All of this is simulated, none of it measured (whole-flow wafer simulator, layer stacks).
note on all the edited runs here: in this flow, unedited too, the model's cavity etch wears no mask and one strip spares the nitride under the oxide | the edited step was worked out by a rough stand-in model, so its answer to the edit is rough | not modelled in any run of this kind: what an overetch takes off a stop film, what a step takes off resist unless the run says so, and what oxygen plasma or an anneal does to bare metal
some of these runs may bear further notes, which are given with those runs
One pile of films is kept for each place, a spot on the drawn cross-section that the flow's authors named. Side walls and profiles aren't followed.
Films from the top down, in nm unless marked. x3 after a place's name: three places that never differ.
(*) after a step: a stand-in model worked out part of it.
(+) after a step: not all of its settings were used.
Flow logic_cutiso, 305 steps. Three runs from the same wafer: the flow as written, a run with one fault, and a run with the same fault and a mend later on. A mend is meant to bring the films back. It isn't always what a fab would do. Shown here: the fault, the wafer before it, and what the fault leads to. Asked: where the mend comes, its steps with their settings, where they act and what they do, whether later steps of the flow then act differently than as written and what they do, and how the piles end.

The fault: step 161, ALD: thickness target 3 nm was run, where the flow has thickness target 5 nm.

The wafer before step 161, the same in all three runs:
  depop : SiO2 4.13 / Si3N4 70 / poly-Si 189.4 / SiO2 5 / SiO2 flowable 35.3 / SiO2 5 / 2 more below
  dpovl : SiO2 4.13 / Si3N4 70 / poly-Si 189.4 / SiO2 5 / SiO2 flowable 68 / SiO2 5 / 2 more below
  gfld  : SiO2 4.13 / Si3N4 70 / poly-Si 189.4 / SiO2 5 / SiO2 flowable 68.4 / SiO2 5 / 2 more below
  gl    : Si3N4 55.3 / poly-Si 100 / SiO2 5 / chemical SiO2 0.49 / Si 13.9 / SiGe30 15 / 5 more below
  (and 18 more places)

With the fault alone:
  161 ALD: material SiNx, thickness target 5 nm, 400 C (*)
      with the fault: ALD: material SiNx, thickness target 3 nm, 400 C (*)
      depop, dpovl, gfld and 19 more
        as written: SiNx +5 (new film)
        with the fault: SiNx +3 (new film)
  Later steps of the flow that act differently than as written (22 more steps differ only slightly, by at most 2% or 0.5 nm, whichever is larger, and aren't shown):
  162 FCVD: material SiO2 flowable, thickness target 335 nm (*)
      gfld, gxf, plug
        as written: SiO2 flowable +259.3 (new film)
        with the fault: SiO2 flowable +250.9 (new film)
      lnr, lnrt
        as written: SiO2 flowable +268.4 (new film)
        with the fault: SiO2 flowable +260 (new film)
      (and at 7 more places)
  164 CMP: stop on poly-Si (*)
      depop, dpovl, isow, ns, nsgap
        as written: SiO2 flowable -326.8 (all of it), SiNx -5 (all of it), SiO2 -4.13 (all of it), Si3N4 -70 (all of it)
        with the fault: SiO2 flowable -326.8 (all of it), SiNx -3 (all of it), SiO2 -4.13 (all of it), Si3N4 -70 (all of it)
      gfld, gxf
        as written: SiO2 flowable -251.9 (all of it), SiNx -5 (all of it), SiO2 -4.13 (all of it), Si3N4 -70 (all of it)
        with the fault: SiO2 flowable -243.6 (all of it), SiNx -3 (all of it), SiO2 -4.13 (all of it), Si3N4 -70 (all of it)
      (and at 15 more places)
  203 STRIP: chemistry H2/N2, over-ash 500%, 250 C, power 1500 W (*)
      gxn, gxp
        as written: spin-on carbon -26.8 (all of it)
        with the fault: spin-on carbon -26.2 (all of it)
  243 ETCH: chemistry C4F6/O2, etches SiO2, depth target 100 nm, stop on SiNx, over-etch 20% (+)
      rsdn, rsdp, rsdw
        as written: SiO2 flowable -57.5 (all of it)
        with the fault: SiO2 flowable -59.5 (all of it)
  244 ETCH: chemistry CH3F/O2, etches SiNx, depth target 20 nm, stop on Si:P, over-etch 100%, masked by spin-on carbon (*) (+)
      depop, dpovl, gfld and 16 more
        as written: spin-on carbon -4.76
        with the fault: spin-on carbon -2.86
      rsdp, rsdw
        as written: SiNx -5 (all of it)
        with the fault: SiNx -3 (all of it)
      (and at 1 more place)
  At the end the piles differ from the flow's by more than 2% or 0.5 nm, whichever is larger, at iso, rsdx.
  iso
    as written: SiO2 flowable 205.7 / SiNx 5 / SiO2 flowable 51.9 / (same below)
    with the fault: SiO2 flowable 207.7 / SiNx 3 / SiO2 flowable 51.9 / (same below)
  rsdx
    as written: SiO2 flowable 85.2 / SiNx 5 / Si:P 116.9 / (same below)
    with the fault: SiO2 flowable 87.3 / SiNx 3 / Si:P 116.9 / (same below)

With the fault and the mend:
  The mend comes after step 161.
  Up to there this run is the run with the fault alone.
  161a ALD: material SiNx, thickness target 2 nm, 400 C (*) (the flow's step 161 once more, with other settings)
      depop, dpovl, gfld and 19 more
        SiNx +2
  No later step of the flow acts differently than as written, at any place that is followed, by more than 2% or 0.5 nm, whichever is larger.
  At the end the piles are the same as the flow's at every place that both follow.
